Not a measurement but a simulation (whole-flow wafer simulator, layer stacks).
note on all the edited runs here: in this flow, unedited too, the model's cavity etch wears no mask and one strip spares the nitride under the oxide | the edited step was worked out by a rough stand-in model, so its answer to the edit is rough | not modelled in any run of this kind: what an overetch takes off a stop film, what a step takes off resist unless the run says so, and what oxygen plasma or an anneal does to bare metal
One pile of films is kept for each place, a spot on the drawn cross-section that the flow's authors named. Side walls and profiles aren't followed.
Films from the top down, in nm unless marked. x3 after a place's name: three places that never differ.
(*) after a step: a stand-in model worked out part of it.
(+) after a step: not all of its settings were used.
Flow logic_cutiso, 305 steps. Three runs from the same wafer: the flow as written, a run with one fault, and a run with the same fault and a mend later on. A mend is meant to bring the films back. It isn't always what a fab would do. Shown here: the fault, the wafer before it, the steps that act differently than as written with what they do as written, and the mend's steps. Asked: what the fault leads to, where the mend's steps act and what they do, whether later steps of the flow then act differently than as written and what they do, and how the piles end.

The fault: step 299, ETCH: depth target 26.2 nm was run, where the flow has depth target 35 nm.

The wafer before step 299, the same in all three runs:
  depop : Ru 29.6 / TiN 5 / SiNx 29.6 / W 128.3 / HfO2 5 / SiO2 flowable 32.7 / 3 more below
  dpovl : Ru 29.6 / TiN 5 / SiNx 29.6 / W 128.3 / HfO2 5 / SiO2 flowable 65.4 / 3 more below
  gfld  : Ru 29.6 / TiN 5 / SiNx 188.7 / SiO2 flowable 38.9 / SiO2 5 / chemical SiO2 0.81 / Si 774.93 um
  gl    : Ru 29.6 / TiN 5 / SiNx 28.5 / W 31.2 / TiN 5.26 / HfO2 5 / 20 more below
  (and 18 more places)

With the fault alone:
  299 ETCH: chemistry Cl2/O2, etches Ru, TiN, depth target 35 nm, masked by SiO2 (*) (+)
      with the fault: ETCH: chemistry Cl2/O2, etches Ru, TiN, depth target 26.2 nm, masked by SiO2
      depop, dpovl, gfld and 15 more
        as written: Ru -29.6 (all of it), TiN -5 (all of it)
        with the fault: Ru -26.2
  Later steps of the flow that act differently than as written (1 more step differs only slightly, by at most 2% or 0.5 nm, whichever is larger, and isn't shown):
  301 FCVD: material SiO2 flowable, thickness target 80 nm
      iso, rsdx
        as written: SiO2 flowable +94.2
        with the fault: SiO2 flowable +91.9 (new film)
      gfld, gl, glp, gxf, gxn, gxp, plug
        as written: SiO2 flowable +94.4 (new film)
        with the fault: SiO2 flowable +91.9 (new film)
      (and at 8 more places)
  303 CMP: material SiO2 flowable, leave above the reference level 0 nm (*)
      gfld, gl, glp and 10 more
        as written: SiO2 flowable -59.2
        with the fault: SiO2 flowable -65.3
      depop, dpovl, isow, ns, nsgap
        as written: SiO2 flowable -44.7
        with the fault: SiO2 flowable -53.4
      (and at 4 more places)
  At the end the piles differ from the flow's by more than 2% or 0.5 nm, whichever is larger, at depop, dpovl, gfld and 15 more.
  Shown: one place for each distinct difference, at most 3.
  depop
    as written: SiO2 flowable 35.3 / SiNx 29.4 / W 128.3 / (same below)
    with the fault: SiO2 flowable 26.6 / Ru 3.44 / TiN 5 / SiNx 29.6 / W 128.3 / (same below)
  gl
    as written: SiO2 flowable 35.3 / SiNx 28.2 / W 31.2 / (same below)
    with the fault: SiO2 flowable 26.6 / Ru 3.44 / TiN 5 / SiNx 28.5 / W 31.2 / (same below)
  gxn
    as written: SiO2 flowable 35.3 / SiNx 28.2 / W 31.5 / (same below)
    with the fault: SiO2 flowable 26.6 / Ru 3.44 / TiN 5 / SiNx 28.5 / W 31.5 / (same below)

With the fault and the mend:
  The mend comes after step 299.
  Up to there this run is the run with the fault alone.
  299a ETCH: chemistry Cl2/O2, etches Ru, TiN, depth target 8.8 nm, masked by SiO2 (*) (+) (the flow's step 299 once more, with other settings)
      depop, dpovl, gfld and 14 more
        Ru -3.44 (all of it), TiN -5 (all of it)
      lnrt, rsdn, rsdp, tap
        SiO2 -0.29
      rsdw
        Ru -3.45 (all of it), TiN -5 (all of it)
  No later step of the flow acts differently than as written at any place that is followed.
  At the end the piles are the same as the flow's at every place that both follow.
